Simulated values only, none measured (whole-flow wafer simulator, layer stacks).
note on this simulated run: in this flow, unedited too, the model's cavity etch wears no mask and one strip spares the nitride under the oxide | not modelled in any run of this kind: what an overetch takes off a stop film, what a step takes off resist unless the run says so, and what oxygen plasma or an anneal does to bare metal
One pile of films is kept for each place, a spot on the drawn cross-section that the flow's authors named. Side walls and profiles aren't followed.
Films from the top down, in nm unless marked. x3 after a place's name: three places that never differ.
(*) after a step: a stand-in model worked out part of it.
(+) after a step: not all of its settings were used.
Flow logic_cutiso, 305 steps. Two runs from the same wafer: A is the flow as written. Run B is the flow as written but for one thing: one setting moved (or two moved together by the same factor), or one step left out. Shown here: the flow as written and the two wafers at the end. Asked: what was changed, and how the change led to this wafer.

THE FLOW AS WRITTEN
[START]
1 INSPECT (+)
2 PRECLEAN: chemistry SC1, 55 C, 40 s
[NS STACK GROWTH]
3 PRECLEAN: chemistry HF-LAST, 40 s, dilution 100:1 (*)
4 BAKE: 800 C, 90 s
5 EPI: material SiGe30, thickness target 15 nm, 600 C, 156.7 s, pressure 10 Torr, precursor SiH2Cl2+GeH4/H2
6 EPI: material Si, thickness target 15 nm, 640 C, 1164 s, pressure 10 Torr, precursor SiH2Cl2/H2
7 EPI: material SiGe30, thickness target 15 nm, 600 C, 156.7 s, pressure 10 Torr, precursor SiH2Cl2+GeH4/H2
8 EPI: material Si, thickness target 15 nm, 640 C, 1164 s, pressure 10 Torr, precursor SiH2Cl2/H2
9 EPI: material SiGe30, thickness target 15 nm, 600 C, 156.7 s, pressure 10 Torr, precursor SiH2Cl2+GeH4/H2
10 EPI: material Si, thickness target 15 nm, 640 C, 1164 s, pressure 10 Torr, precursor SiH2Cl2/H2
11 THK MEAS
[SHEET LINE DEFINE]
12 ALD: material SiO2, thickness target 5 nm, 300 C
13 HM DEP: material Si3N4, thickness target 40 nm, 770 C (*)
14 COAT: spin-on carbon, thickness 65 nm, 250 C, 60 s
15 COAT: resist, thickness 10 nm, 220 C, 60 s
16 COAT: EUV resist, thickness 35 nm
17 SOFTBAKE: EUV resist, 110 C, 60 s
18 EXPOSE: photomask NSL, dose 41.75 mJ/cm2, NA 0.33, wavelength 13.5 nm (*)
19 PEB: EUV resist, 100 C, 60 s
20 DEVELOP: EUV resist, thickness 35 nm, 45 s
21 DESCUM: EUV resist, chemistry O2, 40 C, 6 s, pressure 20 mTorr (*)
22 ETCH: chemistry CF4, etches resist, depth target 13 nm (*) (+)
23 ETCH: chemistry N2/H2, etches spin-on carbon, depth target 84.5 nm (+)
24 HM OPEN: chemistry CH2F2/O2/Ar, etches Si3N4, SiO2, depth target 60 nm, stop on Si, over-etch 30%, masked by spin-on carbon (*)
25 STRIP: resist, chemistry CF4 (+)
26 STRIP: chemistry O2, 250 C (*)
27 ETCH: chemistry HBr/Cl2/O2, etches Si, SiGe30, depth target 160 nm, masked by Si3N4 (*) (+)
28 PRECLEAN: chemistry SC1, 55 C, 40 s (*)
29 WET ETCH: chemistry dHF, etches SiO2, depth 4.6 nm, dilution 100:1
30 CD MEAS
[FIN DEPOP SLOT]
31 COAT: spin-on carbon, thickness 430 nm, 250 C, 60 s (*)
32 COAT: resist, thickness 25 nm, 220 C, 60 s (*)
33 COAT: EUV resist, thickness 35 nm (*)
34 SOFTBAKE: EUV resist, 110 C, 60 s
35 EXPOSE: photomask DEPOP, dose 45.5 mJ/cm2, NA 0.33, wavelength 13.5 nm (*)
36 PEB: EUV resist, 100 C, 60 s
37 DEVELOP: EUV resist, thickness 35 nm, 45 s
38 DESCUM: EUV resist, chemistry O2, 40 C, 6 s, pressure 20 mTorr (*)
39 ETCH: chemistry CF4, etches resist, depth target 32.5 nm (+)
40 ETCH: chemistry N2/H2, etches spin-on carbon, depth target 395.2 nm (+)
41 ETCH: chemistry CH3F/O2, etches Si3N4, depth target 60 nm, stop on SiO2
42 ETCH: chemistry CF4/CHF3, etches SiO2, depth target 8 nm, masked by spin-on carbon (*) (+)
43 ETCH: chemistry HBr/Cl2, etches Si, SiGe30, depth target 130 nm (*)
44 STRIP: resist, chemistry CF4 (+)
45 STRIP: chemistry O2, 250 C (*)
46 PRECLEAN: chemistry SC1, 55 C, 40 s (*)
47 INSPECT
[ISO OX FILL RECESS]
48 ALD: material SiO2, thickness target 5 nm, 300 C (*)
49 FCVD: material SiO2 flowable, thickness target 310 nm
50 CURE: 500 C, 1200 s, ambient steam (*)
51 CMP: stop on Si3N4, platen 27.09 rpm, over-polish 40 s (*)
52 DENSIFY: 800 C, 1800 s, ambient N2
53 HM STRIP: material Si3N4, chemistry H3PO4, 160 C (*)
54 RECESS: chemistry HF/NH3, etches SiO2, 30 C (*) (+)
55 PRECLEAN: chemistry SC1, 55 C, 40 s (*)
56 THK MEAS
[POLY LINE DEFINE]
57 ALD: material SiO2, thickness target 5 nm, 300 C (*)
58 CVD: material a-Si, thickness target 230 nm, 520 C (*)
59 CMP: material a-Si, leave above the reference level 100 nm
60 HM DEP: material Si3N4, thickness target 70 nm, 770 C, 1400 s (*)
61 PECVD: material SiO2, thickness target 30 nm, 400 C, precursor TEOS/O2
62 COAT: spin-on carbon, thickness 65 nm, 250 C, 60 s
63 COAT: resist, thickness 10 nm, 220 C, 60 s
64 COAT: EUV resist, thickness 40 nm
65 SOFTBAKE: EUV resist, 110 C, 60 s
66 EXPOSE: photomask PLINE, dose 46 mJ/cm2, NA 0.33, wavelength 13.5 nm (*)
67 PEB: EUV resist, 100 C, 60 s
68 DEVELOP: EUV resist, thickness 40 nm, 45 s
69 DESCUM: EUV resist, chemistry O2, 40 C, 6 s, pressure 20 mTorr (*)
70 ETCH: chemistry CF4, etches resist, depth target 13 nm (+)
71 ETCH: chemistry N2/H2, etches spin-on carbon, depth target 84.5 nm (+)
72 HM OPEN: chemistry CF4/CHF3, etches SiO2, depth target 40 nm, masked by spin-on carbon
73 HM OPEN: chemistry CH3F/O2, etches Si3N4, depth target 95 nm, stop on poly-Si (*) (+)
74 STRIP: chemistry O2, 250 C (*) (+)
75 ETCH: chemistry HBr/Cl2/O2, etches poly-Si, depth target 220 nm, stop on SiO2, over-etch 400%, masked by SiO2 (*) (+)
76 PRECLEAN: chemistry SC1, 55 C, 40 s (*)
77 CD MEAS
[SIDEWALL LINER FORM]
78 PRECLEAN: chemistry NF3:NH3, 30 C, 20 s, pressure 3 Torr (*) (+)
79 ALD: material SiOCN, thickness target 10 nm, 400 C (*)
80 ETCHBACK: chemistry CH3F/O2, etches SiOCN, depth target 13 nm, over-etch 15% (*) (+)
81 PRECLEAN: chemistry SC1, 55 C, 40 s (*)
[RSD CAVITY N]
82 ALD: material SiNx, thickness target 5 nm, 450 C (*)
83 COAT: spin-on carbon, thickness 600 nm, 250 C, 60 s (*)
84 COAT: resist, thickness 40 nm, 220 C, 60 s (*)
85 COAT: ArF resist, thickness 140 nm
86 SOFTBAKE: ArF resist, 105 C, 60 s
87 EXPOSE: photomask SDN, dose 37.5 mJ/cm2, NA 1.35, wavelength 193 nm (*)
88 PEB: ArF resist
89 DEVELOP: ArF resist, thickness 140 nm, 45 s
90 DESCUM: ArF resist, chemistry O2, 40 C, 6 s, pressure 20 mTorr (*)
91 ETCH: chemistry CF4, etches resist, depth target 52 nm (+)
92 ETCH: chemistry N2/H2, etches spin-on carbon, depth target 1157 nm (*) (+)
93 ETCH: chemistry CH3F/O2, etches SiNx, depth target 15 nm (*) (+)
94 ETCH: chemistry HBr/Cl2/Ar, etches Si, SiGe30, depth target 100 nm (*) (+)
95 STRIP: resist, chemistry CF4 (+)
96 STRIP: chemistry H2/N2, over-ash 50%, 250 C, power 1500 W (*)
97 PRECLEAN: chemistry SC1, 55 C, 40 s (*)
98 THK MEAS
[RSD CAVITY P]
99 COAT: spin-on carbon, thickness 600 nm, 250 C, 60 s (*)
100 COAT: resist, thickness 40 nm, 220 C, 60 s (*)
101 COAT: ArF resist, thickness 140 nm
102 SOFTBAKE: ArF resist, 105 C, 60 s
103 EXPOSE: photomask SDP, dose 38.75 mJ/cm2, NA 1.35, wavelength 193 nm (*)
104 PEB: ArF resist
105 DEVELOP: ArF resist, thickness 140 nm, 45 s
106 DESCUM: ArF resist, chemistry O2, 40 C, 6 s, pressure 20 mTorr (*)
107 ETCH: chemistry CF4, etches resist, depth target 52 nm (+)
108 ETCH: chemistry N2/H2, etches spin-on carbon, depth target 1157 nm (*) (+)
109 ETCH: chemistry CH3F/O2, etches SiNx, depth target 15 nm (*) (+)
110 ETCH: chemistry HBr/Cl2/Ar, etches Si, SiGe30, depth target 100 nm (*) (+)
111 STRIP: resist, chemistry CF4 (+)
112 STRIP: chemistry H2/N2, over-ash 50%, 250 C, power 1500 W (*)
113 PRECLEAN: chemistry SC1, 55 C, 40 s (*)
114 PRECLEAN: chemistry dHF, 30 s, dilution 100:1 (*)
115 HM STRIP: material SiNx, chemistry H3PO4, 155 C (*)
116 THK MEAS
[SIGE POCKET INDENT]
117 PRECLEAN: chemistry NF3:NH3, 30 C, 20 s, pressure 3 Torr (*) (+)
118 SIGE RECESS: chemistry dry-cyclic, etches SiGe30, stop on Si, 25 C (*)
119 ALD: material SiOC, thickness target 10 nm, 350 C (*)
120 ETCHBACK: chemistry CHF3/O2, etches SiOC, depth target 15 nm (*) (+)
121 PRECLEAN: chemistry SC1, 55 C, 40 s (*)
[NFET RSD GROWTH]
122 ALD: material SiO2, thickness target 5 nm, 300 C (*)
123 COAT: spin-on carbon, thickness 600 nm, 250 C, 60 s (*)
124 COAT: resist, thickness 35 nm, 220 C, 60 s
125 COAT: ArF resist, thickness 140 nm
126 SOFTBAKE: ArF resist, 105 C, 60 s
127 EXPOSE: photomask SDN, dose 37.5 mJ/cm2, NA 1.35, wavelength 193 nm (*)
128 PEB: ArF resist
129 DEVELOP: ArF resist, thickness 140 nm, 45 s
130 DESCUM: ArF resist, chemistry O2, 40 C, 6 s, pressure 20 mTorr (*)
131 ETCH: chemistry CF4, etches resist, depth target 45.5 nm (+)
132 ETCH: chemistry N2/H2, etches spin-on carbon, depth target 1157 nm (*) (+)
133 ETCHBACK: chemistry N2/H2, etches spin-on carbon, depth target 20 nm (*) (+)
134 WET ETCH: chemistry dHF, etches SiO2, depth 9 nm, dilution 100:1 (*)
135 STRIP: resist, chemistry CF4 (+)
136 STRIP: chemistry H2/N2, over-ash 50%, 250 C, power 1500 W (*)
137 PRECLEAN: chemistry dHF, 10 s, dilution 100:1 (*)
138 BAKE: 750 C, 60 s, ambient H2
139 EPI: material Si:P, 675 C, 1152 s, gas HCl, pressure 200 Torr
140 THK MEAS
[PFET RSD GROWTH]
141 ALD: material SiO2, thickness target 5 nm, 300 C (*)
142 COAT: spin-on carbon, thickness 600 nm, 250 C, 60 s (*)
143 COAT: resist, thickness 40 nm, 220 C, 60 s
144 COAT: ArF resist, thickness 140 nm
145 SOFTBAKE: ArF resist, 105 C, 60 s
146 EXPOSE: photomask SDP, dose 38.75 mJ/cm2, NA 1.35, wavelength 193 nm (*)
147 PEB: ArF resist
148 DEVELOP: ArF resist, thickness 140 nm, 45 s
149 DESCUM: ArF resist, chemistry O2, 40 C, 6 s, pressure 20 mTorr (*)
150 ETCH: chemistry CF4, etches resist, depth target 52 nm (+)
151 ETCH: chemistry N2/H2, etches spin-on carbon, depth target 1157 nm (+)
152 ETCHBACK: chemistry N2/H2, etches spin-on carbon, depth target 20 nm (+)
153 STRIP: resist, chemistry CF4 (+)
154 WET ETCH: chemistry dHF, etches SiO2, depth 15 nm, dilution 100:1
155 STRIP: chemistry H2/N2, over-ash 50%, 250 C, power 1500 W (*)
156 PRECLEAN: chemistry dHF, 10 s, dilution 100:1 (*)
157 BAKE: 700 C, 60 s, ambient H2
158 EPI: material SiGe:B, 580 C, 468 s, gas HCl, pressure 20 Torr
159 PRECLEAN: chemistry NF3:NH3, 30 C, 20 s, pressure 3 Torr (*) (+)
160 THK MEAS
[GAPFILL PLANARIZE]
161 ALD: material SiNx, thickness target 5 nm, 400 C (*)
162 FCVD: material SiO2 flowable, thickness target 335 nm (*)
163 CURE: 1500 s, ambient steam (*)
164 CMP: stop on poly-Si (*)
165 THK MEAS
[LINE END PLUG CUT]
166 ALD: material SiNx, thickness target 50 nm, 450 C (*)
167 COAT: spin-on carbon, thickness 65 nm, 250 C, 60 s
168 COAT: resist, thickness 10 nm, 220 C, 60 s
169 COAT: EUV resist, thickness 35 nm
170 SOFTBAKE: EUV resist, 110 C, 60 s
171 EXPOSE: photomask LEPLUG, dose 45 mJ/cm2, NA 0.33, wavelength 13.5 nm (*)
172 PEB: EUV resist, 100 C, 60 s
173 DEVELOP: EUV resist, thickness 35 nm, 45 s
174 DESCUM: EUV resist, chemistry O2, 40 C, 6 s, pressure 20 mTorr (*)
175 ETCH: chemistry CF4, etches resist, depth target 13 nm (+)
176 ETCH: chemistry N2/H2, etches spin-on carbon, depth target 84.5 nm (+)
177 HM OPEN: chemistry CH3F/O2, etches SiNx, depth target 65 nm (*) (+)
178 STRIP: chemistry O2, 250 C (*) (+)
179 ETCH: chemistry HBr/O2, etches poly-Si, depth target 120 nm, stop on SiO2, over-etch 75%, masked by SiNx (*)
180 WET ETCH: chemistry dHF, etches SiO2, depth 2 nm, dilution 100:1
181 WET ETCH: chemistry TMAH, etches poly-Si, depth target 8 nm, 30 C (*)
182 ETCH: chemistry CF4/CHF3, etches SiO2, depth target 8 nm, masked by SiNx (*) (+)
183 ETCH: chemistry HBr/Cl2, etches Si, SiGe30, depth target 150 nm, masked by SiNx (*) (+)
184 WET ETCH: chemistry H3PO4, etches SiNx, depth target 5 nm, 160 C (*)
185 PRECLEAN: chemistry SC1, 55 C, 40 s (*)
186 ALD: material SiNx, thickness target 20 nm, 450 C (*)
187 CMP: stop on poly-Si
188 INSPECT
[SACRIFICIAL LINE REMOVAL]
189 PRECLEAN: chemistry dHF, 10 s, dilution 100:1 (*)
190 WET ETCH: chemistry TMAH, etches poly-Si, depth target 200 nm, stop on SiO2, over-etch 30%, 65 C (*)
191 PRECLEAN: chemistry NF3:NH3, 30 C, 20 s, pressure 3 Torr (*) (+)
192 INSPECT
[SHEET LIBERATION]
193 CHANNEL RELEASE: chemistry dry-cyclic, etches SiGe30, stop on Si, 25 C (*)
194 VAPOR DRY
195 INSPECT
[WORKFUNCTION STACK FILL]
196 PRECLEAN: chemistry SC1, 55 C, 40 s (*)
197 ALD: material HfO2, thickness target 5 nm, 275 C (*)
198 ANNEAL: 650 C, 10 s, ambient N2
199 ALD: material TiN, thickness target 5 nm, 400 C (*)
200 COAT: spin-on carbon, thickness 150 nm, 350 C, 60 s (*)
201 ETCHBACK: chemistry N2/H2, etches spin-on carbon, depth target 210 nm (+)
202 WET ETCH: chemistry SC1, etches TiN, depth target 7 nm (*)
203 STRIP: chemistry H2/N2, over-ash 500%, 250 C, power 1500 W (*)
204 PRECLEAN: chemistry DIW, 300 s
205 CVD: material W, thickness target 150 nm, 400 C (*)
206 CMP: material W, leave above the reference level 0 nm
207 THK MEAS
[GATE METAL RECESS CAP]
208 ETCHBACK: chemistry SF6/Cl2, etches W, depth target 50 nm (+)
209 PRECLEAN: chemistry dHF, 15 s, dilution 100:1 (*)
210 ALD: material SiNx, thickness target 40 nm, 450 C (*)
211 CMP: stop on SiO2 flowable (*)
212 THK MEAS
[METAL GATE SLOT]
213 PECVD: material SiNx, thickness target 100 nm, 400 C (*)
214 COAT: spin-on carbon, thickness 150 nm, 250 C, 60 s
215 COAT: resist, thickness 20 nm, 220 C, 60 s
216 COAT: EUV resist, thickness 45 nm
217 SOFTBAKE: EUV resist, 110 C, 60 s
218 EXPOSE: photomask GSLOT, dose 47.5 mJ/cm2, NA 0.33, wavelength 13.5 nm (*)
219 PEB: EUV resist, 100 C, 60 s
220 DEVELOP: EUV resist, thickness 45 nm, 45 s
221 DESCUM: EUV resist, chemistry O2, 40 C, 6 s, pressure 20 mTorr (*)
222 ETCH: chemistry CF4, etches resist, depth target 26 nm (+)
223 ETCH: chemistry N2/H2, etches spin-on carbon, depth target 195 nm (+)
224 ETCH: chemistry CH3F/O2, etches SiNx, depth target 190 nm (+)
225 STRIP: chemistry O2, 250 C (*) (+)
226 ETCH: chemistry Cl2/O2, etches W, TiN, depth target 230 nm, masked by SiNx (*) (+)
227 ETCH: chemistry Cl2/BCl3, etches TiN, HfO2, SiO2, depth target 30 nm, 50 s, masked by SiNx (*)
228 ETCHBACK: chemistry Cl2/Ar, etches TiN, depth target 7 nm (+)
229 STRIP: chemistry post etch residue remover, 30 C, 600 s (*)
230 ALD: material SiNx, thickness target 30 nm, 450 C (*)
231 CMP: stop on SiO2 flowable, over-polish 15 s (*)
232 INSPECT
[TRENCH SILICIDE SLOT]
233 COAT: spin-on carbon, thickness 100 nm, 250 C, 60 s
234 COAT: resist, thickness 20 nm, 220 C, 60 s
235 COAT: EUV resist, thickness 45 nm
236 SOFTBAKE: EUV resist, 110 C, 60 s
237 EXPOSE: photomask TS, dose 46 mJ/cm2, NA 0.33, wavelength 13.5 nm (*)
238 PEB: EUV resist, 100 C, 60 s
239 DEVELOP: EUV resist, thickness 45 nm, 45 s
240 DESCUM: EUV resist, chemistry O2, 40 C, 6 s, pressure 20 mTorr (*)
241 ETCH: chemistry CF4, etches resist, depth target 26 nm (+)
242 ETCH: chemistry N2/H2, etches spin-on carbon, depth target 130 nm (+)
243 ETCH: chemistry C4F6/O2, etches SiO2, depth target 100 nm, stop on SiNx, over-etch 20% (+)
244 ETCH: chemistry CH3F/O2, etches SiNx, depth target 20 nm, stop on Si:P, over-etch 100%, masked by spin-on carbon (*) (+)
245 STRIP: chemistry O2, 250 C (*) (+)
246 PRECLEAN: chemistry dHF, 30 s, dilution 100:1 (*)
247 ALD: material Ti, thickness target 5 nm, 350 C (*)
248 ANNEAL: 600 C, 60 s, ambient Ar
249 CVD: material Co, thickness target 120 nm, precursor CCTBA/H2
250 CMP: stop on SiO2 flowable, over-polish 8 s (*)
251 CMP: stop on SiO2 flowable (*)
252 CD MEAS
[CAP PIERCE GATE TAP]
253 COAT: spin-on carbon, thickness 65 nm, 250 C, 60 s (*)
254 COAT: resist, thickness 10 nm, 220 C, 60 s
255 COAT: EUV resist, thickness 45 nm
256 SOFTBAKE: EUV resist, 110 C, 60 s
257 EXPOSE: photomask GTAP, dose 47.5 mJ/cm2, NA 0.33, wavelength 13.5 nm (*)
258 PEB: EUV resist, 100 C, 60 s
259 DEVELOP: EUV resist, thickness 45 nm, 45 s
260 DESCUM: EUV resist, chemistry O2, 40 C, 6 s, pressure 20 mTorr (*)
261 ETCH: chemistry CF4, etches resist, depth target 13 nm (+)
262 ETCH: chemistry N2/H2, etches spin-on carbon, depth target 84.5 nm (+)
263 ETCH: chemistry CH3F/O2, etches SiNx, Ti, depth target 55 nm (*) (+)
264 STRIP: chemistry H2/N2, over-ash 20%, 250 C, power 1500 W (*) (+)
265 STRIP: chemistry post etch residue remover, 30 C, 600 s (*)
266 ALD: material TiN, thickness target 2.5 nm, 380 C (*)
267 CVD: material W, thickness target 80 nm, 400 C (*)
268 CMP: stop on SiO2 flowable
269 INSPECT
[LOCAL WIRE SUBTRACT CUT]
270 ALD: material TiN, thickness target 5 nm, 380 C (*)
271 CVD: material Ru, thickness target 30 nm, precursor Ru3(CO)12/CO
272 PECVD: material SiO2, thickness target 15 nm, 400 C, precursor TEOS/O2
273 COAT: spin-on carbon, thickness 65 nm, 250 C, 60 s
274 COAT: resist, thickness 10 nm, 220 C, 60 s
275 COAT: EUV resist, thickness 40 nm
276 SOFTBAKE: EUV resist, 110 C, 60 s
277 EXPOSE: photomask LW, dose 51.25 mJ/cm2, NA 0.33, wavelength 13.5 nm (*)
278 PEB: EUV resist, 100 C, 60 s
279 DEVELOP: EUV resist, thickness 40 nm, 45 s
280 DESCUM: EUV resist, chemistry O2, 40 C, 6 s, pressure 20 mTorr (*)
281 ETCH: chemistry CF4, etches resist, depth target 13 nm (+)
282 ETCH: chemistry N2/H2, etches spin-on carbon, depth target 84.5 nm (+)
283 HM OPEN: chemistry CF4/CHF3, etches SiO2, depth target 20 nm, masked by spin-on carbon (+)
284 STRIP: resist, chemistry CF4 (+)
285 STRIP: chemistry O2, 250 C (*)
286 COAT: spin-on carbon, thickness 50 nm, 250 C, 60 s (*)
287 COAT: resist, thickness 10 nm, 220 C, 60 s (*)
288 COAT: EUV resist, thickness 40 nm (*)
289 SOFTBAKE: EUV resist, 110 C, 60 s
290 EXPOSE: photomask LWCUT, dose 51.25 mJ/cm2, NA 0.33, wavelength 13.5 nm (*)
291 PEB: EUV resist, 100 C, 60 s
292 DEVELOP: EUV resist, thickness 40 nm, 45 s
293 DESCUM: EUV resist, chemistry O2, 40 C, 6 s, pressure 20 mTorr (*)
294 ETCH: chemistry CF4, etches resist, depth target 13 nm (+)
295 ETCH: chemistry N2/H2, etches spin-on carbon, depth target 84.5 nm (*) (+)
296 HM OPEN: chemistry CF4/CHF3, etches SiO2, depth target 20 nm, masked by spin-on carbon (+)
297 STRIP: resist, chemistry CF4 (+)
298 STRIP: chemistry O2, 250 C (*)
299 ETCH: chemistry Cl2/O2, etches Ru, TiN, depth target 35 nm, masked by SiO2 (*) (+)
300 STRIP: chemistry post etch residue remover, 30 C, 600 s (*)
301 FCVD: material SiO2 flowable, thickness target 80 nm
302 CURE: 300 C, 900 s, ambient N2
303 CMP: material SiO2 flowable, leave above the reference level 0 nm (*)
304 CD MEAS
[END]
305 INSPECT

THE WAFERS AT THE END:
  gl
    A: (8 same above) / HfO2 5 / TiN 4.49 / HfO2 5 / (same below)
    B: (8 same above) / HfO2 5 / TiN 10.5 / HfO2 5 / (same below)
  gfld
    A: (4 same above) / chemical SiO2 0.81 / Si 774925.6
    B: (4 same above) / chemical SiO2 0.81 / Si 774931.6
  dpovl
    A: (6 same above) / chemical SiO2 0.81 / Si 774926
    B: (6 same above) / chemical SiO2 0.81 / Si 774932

The cause: step 9, EPI: 219.4 s was run, where the flow has 156.7 s.

How the change led to this, step by step:
  9 EPI: material SiGe30, thickness target 15 nm, 600 C, 156.7 s, pressure 10 Torr, precursor SiH2Cl2+GeH4/H2
      depop, dpovl, gfld and 19 more: A SiGe30 +15 (new film) | B SiGe30 +21 (new film)
  27 ETCH: chemistry HBr/Cl2/O2, etches Si, SiGe30, depth target 160 nm, masked by Si3N4 (*) (+)
      gfld, gxf, iso, lnri: A chemical SiO2 -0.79 (all of it), Si -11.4 (all of it), SiGe30 -15 (all of it), Si -15 (all of it), SiGe30 -15 (all of it), Si -15 (all of it), SiGe30 -15 (all of it), Si -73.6 | B chemical SiO2 -0.79 (all of it), Si -11.4 (all of it), SiGe30 -21 (all of it), Si -15 (all of it), SiGe30 -15 (all of it), Si -15 (all of it), SiGe30 -15 (all of it), Si -67.6
      dpovl, nsgap: A chemical SiO2 -0.79 (all of it), Si -11.8 (all of it), SiGe30 -15 (all of it), Si -15 (all of it), SiGe30 -15 (all of it), Si -15 (all of it), SiGe30 -15 (all of it), Si -73.2 | B chemical SiO2 -0.79 (all of it), Si -11.8 (all of it), SiGe30 -21 (all of it), Si -15 (all of it), SiGe30 -15 (all of it), Si -15 (all of it), SiGe30 -15 (all of it), Si -67.2
      (and at 1 more place)
  43 ETCH: chemistry HBr/Cl2, etches Si, SiGe30, depth target 130 nm (*)
      depop: A Si -14 (all of it), SiGe30 -15 (all of it), Si -15 (all of it), SiGe30 -15 (all of it), Si -15 (all of it), SiGe30 -15 (all of it), Si -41 | B Si -14 (all of it), SiGe30 -21 (all of it), Si -15 (all of it), SiGe30 -15 (all of it), Si -15 (all of it), SiGe30 -15 (all of it), Si -35
  94 ETCH: chemistry HBr/Cl2/Ar, etches Si, SiGe30, depth target 100 nm (*) (+)
      rsdn, rsdx: A chemical SiO2 -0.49 (all of it), Si -12.8 (all of it), SiGe30 -15 (all of it), Si -15 (all of it), SiGe30 -15 (all of it), Si -15 (all of it), SiGe30 -15 (all of it), Si -12.2 | B chemical SiO2 -0.49 (all of it), Si -12.8 (all of it), SiGe30 -21 (all of it), Si -15 (all of it), SiGe30 -15 (all of it), Si -15 (all of it), SiGe30 -15 (all of it), Si -6.16
  110 ETCH: chemistry HBr/Cl2/Ar, etches Si, SiGe30, depth target 100 nm (*) (+)
      rsdp, rsdw: A chemical SiO2 -0.49 (all of it), Si -12.8 (all of it), SiGe30 -15 (all of it), Si -15 (all of it), SiGe30 -15 (all of it), Si -15 (all of it), SiGe30 -15 (all of it), Si -12.2 | B chemical SiO2 -0.49 (all of it), Si -12.8 (all of it), SiGe30 -21 (all of it), Si -15 (all of it), SiGe30 -15 (all of it), Si -15 (all of it), SiGe30 -15 (all of it), Si -6.16
  118 SIGE RECESS: chemistry dry-cyclic, etches SiGe30, stop on Si, 25 C (*)
      lnr, lnrp, lnrt: A SiOCN -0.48, Si -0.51, cavity +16 (new film), SiGe30 -15 (all of it), Si -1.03, cavity +16 (new film), SiGe30 -15 (all of it), Si -1.03, cavity +16 (new film), SiGe30 -15 (all of it), Si -0.51 | B SiOCN -0.48, Si -0.51, cavity +22 (new film), SiGe30 -21 (all of it), Si -1.03, cavity +16 (new film), SiGe30 -15 (all of it), Si -1.03, cavity +16 (new film), SiGe30 -15 (all of it), Si -0.51
  119 ALD: material SiOC, thickness target 10 nm, 350 C (*)
      lnr, lnrp, lnrt: A SiOC +10 (new film), SiOC +16 (new film), cavity -16 (all of it), SiOC +16 (new film), cavity -16 (all of it), SiOC +16 (new film), cavity -16 (all of it) | B SiOC +10 (new film), SiOC +22 (new film), cavity -22 (all of it), SiOC +16 (new film), cavity -16 (all of it), SiOC +16 (new film), cavity -16 (all of it)
  183 ETCH: chemistry HBr/Cl2, etches Si, SiGe30, depth target 150 nm, masked by SiNx (*) (+)
      plug: A Si -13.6 (all of it), SiGe30 -15 (all of it), Si -15 (all of it), SiGe30 -15 (all of it), Si -15 (all of it), SiGe30 -15 (all of it), Si -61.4 | B Si -13.6 (all of it), SiGe30 -21 (all of it), Si -15 (all of it), SiGe30 -15 (all of it), Si -15 (all of it), SiGe30 -15 (all of it), Si -55.4
  193 CHANNEL RELEASE: chemistry dry-cyclic, etches SiGe30, stop on Si, 25 C (*)
      gl, glp, gxn, gxp, ns, tap: A chemical SiO2 +0.8 (new film), Si -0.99, chemical SiO2 +0.8 (new film), cavity +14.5 (new film), chemical SiO2 +0.8 (new film), SiGe30 -15 (all of it), Si -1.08, chemical SiO2 +0.8 (new film), cavity +14.5 (new film), chemical SiO2 +0.8 (new film), SiGe30 -15 (all of it), Si -1.08, chemical SiO2 +0.8 (new film), cavity +14.5 (new film), chemical SiO2 +0.8 (new film), SiGe30 -15 (all of it), Si -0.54 | B chemical SiO2 +0.8 (new film), Si -0.99, chemical SiO2 +0.8 (new film), cavity +20.5 (new film), chemical SiO2 +0.8 (new film), SiGe30 -21 (all of it), Si -1.08, chemical SiO2 +0.8 (new film), cavity +14.5 (new film), chemical SiO2 +0.8 (new film), SiGe30 -15 (all of it), Si -1.08, chemical SiO2 +0.8 (new film), cavity +14.5 (new film), chemical SiO2 +0.8 (new film), SiGe30 -15 (all of it), Si -0.54
  199 ALD: material TiN, thickness target 5 nm, 400 C (*)
      gl, glp, tap: A TiN +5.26 (new film), TiN +4.49 (new film), cavity -4.49 (all of it), TiN +4.49 (new film), cavity -4.49 (all of it), TiN +4.49 (new film), cavity -4.49 (all of it) | B TiN +5.26 (new film), TiN +10.5 (new film), cavity -10.5 (all of it), TiN +4.49 (new film), cavity -4.49 (all of it), TiN +4.49 (new film), cavity -4.49 (all of it)
      gxn, gxp, ns: A TiN +5 (new film), TiN +4.49 (new film), cavity -4.49 (all of it), TiN +4.49 (new film), cavity -4.49 (all of it), TiN +4.49 (new film), cavity -4.49 (all of it) | B TiN +5 (new film), TiN +10.5 (new film), cavity -10.5 (all of it), TiN +4.49 (new film), cavity -4.49 (all of it), TiN +4.49 (new film), cavity -4.49 (all of it)
